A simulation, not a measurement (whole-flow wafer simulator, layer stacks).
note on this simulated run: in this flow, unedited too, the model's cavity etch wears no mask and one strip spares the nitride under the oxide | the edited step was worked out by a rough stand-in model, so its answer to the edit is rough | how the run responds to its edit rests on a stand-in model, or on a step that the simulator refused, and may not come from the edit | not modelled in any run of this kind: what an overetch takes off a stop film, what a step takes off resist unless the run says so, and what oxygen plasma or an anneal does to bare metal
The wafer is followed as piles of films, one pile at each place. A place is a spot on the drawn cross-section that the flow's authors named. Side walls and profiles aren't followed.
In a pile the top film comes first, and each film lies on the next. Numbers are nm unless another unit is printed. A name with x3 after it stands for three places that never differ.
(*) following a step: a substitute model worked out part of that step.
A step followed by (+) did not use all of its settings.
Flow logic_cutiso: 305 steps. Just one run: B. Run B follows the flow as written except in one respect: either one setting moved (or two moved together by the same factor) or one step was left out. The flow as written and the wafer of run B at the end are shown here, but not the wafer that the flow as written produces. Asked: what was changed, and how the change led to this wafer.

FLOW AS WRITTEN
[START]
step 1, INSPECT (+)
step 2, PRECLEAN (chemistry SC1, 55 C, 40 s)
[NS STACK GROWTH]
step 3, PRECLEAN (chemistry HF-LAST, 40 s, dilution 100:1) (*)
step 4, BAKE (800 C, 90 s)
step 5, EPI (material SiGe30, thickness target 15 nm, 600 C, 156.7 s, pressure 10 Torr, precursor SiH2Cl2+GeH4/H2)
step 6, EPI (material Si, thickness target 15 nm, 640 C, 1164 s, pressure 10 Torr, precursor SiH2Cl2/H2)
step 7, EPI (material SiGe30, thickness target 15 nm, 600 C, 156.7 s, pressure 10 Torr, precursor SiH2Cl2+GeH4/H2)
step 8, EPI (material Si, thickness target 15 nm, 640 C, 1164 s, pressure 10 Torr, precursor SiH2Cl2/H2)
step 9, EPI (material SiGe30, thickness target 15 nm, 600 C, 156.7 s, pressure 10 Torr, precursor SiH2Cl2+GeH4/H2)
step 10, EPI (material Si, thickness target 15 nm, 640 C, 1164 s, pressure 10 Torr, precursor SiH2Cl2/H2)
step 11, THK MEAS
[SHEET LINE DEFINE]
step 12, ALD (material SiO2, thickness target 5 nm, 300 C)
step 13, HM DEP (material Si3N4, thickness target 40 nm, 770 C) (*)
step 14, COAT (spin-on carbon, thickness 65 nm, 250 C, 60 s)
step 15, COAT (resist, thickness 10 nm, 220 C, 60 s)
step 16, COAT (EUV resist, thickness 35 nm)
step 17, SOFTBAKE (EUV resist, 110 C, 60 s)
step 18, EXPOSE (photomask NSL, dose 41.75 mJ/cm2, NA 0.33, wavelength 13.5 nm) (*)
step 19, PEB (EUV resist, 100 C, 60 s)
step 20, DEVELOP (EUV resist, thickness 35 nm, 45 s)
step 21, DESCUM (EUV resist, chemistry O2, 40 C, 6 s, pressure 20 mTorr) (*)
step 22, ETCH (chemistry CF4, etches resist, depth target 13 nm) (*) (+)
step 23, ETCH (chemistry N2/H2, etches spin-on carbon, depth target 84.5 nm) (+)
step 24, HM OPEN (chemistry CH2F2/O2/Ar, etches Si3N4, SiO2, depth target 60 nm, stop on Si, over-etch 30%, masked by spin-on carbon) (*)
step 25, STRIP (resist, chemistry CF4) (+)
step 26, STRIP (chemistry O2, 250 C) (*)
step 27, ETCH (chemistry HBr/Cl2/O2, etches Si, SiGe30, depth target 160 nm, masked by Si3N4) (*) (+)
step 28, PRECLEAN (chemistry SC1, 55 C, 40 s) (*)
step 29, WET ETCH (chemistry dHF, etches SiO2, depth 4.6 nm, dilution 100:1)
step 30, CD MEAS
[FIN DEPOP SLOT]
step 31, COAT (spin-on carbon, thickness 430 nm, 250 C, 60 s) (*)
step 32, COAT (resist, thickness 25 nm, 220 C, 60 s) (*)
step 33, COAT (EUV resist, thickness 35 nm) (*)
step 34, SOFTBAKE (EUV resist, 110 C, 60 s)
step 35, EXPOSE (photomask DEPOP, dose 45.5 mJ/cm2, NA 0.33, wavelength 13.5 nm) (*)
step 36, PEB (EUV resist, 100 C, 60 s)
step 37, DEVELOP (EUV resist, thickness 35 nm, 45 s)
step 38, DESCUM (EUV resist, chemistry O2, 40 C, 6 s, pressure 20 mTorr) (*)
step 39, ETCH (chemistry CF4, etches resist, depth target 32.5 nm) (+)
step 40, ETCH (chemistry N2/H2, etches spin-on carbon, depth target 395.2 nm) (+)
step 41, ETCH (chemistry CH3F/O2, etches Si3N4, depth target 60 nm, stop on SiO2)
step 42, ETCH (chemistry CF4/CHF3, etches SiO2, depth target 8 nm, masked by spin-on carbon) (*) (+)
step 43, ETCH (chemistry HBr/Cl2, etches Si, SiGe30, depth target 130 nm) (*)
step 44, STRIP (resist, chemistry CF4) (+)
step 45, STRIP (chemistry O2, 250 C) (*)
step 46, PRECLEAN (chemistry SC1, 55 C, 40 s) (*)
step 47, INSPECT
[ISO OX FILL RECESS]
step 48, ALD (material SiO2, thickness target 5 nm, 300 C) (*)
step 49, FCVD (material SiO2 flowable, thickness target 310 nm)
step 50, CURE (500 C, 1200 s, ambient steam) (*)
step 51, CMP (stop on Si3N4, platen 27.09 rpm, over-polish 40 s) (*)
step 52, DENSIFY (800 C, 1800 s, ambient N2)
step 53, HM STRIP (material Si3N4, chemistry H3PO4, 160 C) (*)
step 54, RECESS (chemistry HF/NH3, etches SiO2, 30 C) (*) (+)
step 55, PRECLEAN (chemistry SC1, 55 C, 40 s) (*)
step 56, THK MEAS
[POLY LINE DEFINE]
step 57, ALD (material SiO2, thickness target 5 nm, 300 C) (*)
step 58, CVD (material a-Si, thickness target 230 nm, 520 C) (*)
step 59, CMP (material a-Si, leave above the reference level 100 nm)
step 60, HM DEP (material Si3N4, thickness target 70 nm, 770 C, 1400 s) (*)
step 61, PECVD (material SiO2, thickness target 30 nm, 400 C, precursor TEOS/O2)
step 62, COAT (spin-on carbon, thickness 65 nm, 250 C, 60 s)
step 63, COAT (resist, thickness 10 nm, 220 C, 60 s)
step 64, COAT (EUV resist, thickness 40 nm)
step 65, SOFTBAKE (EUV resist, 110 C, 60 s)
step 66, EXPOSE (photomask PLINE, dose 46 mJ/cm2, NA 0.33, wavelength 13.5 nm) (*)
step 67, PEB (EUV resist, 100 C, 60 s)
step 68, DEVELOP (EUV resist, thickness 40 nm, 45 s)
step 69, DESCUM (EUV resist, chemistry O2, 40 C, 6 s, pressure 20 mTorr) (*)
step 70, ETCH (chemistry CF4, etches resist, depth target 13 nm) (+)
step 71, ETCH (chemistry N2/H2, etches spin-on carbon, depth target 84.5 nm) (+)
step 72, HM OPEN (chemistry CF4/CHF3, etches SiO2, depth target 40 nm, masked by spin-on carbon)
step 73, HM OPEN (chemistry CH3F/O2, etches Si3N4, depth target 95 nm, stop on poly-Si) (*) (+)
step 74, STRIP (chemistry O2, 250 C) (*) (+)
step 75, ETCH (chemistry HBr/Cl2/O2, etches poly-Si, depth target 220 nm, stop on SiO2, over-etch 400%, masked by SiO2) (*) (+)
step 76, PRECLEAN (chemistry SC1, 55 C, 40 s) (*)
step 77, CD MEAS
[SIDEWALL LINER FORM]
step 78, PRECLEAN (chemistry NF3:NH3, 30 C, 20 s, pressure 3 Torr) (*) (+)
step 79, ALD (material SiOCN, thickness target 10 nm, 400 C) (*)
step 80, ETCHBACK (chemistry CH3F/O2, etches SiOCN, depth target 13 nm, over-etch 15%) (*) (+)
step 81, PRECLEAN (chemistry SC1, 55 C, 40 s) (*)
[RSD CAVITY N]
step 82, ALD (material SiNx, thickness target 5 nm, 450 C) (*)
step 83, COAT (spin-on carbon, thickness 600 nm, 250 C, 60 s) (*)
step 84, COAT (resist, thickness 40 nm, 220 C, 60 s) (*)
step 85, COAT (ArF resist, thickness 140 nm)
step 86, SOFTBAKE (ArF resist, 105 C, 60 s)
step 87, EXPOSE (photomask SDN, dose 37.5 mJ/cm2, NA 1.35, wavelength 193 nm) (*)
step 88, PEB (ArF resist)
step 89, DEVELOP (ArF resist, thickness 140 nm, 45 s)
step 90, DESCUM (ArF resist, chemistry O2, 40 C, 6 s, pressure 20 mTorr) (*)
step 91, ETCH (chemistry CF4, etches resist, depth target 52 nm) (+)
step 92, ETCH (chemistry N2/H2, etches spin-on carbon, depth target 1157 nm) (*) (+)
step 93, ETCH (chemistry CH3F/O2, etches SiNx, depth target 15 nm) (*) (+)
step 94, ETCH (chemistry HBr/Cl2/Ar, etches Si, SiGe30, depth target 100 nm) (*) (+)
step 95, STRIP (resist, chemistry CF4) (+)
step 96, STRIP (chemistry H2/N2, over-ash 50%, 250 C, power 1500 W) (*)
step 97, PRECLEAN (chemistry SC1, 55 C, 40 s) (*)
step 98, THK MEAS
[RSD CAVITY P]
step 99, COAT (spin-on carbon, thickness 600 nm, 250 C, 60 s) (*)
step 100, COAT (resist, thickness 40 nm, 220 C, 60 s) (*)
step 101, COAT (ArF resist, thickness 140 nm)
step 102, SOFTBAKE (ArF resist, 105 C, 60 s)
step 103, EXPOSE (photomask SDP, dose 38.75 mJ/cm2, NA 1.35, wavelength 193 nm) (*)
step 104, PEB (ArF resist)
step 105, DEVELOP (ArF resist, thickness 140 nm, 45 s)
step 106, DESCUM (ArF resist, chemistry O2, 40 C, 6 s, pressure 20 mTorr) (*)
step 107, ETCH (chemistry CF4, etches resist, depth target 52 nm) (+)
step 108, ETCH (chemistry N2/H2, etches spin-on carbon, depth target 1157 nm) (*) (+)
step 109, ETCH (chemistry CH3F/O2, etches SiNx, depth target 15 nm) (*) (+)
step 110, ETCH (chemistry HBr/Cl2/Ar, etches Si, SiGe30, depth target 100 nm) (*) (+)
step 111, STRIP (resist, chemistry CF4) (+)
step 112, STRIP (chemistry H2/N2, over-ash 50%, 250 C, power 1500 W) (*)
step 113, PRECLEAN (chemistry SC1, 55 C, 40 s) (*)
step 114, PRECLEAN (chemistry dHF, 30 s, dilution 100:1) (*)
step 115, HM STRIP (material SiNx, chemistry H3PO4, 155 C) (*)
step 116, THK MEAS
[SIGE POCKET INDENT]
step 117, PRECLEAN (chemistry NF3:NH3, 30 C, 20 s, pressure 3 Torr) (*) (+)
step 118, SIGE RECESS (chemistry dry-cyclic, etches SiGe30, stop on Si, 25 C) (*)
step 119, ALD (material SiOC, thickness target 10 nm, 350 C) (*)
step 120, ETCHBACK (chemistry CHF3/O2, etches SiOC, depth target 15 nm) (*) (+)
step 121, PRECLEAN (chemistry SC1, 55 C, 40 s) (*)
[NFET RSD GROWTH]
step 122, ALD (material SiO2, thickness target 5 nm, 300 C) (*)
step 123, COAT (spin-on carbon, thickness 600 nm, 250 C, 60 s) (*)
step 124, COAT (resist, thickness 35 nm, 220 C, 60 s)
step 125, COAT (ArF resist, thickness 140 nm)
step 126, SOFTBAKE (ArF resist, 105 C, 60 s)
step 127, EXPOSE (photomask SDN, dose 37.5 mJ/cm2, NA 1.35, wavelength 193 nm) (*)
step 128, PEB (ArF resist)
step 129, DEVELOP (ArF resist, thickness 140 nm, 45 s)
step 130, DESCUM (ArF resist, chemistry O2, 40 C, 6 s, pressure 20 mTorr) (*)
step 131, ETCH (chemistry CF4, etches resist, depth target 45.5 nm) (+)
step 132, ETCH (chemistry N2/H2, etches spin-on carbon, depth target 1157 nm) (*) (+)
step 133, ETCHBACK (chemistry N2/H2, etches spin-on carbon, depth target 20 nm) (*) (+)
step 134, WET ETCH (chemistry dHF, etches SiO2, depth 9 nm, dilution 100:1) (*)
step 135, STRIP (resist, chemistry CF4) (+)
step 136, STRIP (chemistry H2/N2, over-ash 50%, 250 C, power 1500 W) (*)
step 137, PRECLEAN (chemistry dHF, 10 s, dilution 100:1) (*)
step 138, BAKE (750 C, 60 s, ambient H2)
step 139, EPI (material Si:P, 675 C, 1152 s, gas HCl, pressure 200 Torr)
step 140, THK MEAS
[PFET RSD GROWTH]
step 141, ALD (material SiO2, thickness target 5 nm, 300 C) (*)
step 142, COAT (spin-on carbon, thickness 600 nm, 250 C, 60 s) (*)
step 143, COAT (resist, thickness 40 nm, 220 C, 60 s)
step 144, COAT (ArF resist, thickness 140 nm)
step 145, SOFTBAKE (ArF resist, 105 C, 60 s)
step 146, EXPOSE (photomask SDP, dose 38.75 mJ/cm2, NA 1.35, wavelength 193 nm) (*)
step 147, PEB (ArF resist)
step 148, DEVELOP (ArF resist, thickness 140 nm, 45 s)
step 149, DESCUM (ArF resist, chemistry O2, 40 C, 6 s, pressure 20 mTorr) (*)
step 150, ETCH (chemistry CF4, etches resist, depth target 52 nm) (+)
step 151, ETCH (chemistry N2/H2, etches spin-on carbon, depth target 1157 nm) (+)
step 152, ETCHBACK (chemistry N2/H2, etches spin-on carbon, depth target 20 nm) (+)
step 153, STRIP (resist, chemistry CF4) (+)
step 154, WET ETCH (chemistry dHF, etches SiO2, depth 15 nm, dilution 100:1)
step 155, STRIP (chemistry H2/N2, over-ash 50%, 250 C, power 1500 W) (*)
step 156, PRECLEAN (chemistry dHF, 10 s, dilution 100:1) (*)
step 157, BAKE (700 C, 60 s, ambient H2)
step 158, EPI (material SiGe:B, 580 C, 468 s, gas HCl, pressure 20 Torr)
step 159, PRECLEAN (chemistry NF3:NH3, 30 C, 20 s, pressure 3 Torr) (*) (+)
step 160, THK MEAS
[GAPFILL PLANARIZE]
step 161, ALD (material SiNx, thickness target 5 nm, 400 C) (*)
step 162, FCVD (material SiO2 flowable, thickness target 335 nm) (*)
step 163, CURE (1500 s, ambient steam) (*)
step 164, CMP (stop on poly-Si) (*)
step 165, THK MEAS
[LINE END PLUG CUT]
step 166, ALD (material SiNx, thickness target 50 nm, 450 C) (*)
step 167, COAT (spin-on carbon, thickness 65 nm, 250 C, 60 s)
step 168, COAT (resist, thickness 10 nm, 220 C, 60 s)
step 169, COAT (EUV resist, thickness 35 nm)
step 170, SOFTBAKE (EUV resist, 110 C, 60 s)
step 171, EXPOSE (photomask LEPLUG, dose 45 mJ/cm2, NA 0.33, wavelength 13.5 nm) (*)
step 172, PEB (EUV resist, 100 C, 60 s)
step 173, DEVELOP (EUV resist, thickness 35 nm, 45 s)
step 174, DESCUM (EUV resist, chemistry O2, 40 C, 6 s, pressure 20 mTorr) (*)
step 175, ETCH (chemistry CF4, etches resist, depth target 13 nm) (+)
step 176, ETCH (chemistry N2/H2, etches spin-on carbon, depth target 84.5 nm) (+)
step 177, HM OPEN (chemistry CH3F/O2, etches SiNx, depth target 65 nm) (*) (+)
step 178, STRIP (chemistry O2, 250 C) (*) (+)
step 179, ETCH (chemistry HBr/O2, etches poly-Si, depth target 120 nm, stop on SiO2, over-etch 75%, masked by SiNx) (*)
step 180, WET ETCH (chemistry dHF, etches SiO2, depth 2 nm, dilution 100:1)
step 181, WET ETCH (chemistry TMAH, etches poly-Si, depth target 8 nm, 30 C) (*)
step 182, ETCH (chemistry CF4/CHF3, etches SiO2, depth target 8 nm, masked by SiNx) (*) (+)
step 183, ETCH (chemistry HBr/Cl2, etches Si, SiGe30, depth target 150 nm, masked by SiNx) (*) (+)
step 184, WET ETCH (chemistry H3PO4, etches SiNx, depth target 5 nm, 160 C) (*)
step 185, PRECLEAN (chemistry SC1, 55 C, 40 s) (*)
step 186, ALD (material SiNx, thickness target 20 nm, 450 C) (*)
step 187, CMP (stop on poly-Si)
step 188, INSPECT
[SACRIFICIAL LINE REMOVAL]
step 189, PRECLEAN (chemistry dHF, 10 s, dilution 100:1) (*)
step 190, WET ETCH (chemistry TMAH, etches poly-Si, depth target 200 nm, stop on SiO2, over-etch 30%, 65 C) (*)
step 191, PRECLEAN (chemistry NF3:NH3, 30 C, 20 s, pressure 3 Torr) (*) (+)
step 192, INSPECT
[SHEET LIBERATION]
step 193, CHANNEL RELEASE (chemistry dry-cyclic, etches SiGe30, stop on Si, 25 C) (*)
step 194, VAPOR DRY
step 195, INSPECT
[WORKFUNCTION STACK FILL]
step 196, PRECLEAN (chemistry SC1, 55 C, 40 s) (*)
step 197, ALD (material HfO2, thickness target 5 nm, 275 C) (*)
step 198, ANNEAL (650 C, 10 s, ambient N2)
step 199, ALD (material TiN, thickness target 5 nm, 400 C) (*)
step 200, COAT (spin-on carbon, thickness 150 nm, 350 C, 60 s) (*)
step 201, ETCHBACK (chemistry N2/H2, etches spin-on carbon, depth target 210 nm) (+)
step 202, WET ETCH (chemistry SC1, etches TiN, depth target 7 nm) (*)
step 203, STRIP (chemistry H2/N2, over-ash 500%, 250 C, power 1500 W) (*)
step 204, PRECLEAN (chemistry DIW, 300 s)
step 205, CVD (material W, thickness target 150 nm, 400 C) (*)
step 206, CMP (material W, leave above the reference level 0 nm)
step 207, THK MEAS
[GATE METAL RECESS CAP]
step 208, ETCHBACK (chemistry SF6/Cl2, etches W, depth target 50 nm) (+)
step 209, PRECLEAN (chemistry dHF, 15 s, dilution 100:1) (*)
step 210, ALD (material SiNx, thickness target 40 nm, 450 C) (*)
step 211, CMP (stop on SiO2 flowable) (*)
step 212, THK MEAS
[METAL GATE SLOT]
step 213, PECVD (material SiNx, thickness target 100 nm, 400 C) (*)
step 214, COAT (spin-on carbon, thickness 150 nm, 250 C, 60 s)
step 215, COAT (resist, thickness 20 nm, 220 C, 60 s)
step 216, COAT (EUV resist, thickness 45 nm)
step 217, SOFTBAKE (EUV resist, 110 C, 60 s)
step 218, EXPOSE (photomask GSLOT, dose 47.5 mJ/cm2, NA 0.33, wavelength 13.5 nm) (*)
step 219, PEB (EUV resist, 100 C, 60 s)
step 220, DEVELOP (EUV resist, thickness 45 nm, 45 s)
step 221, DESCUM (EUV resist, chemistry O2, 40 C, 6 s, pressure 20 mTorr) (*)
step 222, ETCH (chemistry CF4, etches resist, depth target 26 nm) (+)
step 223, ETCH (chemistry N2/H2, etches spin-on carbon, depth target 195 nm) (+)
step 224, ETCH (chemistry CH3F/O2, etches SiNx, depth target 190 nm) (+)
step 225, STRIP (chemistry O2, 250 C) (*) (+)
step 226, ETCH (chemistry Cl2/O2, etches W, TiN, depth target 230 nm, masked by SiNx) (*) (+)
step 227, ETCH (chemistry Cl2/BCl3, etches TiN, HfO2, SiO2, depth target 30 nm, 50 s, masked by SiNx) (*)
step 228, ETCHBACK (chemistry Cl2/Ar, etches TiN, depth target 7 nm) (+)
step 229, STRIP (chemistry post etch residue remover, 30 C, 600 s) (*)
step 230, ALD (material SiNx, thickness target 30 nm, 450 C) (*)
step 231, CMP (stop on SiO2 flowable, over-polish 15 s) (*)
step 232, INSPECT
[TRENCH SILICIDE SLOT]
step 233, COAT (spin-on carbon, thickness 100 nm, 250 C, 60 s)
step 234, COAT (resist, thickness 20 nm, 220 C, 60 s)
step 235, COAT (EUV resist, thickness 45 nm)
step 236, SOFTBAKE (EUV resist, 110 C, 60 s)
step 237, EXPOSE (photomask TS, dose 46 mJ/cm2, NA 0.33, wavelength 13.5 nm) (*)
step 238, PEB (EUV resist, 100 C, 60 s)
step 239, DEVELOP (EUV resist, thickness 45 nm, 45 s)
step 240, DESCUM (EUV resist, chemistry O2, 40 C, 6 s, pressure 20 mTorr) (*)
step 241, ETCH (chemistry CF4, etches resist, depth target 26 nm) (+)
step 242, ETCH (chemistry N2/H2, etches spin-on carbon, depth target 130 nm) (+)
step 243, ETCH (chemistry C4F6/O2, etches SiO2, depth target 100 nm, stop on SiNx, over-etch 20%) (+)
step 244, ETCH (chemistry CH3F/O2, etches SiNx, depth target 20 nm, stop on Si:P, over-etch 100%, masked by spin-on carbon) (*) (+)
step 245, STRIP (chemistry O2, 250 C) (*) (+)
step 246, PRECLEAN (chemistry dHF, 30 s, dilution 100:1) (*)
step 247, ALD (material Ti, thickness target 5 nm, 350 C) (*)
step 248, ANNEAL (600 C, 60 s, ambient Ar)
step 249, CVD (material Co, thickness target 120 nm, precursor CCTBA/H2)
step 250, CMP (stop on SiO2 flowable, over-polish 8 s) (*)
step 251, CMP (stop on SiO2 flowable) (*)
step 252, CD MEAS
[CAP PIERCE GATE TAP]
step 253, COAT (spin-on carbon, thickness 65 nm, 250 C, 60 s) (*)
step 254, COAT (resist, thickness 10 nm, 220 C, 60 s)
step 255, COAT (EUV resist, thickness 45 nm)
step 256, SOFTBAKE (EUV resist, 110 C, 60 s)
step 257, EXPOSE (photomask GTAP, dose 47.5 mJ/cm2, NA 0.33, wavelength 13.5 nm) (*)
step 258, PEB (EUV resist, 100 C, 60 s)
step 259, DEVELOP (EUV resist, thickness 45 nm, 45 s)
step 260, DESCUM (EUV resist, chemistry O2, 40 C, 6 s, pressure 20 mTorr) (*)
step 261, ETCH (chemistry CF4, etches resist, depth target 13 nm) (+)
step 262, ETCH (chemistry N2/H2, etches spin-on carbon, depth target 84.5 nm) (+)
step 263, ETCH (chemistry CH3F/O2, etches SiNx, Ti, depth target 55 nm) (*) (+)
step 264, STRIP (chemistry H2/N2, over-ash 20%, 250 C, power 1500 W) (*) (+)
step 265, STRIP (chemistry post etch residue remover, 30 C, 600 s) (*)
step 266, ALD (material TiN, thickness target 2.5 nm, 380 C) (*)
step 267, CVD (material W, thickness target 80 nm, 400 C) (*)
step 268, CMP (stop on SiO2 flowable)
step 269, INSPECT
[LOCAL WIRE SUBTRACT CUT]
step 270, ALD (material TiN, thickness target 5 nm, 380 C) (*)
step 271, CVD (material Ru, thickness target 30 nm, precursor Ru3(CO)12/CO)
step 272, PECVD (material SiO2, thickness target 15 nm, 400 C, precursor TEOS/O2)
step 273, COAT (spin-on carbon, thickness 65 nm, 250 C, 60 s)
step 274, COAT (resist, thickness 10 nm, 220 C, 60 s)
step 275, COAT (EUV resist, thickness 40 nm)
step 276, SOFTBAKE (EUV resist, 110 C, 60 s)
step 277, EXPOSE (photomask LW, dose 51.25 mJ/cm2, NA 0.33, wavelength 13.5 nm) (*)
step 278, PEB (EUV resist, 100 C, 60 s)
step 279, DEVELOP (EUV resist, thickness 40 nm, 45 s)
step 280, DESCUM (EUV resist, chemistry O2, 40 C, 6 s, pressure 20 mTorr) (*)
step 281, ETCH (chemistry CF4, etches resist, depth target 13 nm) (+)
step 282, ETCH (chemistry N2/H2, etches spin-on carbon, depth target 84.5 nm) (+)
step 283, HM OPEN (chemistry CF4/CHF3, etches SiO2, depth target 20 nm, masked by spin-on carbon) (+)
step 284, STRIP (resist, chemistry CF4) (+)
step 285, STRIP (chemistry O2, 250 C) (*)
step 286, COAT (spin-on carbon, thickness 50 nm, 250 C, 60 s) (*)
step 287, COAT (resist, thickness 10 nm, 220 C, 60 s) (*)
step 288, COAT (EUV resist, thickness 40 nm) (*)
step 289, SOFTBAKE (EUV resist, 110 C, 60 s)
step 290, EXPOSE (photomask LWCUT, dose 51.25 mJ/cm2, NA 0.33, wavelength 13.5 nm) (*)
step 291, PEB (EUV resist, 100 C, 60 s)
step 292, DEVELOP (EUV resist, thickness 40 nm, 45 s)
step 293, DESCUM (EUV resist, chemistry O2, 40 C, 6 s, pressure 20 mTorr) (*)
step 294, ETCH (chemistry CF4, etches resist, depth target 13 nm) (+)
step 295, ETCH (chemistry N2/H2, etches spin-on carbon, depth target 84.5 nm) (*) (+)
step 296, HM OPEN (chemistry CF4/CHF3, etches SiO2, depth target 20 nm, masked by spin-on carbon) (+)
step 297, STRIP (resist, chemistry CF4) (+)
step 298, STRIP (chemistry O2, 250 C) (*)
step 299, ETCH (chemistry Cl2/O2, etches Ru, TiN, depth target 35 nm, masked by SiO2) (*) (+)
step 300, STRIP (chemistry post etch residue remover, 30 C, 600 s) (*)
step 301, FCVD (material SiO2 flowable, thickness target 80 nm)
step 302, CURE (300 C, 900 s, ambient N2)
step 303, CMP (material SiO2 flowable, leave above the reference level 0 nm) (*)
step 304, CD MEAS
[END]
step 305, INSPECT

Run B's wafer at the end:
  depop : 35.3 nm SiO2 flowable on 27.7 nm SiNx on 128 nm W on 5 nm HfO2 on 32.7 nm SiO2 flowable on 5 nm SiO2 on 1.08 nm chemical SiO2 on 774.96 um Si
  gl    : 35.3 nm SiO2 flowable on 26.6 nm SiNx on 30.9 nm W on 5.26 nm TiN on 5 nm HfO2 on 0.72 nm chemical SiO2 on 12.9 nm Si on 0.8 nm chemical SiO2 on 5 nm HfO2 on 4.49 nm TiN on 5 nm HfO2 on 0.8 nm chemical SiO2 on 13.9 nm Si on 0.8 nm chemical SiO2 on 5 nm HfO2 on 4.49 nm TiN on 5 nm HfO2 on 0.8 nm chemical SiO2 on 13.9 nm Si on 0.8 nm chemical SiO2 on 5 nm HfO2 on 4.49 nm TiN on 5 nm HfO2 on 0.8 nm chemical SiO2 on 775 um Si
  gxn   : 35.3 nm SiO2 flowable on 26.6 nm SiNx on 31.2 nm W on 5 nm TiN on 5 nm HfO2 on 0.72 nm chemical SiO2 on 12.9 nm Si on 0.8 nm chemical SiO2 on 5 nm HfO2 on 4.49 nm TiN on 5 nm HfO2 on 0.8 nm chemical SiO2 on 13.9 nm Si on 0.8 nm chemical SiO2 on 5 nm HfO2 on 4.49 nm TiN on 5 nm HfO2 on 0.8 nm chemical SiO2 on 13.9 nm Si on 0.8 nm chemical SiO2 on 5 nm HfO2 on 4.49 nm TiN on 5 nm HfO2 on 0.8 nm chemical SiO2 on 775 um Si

Cause: step 162, FCVD: thickness target 469 nm was run, whereas the flow has thickness target 335 nm.

The path from the change to this, step by step:
  step 162, FCVD (material SiO2 flowable, thickness target 335 nm) (*)
      depop, dpovl, isow, ns, nsgap: SiO2 flowable gains 469 (new film) (as written it would have been: SiO2 flowable gains 335 (new film))
      rsdn, rsdp, rsdw, rsdx: SiO2 flowable gains 557.9 (new film) (as written it would have been: SiO2 flowable gains 423.9 (new film))
      (also at 13 further places)
  step 163, CURE (1500 s, ambient steam) (*)
      depop, dpovl, isow, ns, nsgap: SiO2 flowable loses 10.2 (as written it would have been: SiO2 flowable loses 8.24)
      gfld, iso, lnri: SiO2 flowable loses 9.63 (as written it would have been: SiO2 flowable loses 7.46)
      (also at 14 further places)
  step 164, CMP (stop on poly-Si) (*)
      depop, dpovl, isow, ns, nsgap: SiO2 flowable loses 458.8 (all of it), SiNx loses 5 (all of it), SiO2 loses 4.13 (all of it), Si3N4 loses 70 (all of it) (as written it would have been: SiO2 flowable loses 326.8 (all of it), SiNx loses 5 (all of it), SiO2 loses 4.13 (all of it), Si3N4 loses 70 (all of it))
      iso, rsdn, rsdp, rsdx: SiO2 flowable loses 462.8 (as written it would have been: SiO2 flowable loses 331)
      (also at 13 further places)
  step 209, PRECLEAN (chemistry dHF, 15 s, dilution 100:1) (*)
      iso: SiO2 flowable loses 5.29 (as written it would have been: SiO2 flowable loses 4.73)
  step 246, PRECLEAN (chemistry dHF, 30 s, dilution 100:1) (*)
      iso: SiO2 flowable loses 10.3 (as written it would have been: SiO2 flowable loses 9.13)
      rsdx: SiO2 flowable loses 9.48 (as written it would have been: SiO2 flowable loses 8.73)
  step 250, CMP (stop on SiO2 flowable, over-polish 8 s) (*)
      rsdx: Co loses 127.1 (as written it would have been: Co loses 127.9 (all of it))
  step 251, CMP (stop on SiO2 flowable) (*)
      rsdx: Co loses 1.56 (all of it), Ti loses 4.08 (as written it would have been: Ti loses 5 (all of it))
      iso: Co loses 2.41 (all of it), Ti loses 3.23 (as written it would have been: Co loses 1.22 (all of it), Ti loses 4.34)
  step 265, STRIP (chemistry post etch residue remover, 30 C, 600 s) (*)
      rsdx: Ti loses 0.92 (all of it) (as written it would have been: nothing)
      iso: Ti loses 1.77 (all of it) (as written it would have been: Ti loses 0.66 (all of it))
  step 268, CMP (stop on SiO2 flowable)
      depop, dpovl, gfld and 9 more: W loses 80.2 (all of it), TiN loses 2.5 (all of it), SiNx loses 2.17 (as written it would have been: W loses 80.2 (all of it), TiN loses 2.5 (all of it), SiNx loses 0.98)
      lnr, lnri, lnrp, lnrt: W loses 80 (all of it), TiN loses 2.5 (all of it), SiOCN loses 2.41 (as written it would have been: W loses 80 (all of it), TiN loses 2.5 (all of it), SiOCN loses 1.22)
      (also at 3 further places)
